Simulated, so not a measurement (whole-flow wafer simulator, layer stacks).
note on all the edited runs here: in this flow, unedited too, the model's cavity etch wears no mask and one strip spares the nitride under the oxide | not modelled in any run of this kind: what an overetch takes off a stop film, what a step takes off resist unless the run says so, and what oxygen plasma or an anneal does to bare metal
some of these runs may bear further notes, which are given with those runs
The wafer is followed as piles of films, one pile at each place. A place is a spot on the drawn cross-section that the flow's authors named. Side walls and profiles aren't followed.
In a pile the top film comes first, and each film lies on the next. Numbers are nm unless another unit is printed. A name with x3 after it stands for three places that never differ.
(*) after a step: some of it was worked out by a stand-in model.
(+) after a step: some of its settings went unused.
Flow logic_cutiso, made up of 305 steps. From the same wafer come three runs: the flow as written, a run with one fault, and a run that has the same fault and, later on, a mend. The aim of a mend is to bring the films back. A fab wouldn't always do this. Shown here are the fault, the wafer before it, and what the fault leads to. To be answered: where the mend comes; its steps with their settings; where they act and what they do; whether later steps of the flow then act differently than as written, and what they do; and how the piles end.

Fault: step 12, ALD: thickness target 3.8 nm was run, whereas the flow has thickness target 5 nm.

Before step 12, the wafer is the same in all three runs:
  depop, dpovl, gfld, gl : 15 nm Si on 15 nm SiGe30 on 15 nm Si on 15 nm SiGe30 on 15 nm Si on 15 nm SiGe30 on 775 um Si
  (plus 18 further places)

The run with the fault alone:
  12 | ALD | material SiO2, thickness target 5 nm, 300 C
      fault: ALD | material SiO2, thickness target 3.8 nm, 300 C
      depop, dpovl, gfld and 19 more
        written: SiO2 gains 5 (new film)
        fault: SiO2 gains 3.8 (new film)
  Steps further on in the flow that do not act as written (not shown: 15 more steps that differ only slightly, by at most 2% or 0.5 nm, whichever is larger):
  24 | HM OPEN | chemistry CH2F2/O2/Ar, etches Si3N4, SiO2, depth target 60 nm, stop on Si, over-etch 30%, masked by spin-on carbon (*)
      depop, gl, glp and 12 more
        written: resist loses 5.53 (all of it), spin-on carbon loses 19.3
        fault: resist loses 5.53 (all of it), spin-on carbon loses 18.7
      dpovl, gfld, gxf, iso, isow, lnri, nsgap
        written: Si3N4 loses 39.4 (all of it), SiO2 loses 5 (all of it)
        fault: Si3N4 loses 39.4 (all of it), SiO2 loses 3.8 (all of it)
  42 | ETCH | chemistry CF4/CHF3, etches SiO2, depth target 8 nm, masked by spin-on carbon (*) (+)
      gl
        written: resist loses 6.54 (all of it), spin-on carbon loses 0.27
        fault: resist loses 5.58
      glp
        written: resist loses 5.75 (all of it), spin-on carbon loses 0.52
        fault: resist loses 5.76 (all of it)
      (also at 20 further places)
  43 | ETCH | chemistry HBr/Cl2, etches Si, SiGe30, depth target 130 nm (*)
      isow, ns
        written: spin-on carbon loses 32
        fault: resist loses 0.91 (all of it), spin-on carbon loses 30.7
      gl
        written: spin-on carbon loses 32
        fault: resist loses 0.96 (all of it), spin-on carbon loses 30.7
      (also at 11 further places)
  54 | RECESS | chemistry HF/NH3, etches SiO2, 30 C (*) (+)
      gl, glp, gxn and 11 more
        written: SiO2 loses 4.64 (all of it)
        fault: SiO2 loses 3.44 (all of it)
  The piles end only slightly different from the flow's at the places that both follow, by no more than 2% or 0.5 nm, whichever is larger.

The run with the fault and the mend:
  The mend stands after step 12.
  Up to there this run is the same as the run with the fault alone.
  12a | ALD | material SiO2, thickness target 1.2 nm, 300 C (*) (a further turn of the flow's step 12, with different settings)
      depop, dpovl, gfld and 19 more
        SiO2 gains 1.2
  Every later step of the flow that is run acts as written at every place that is followed.
  At every place that both follow, the piles at the end match the flow's.
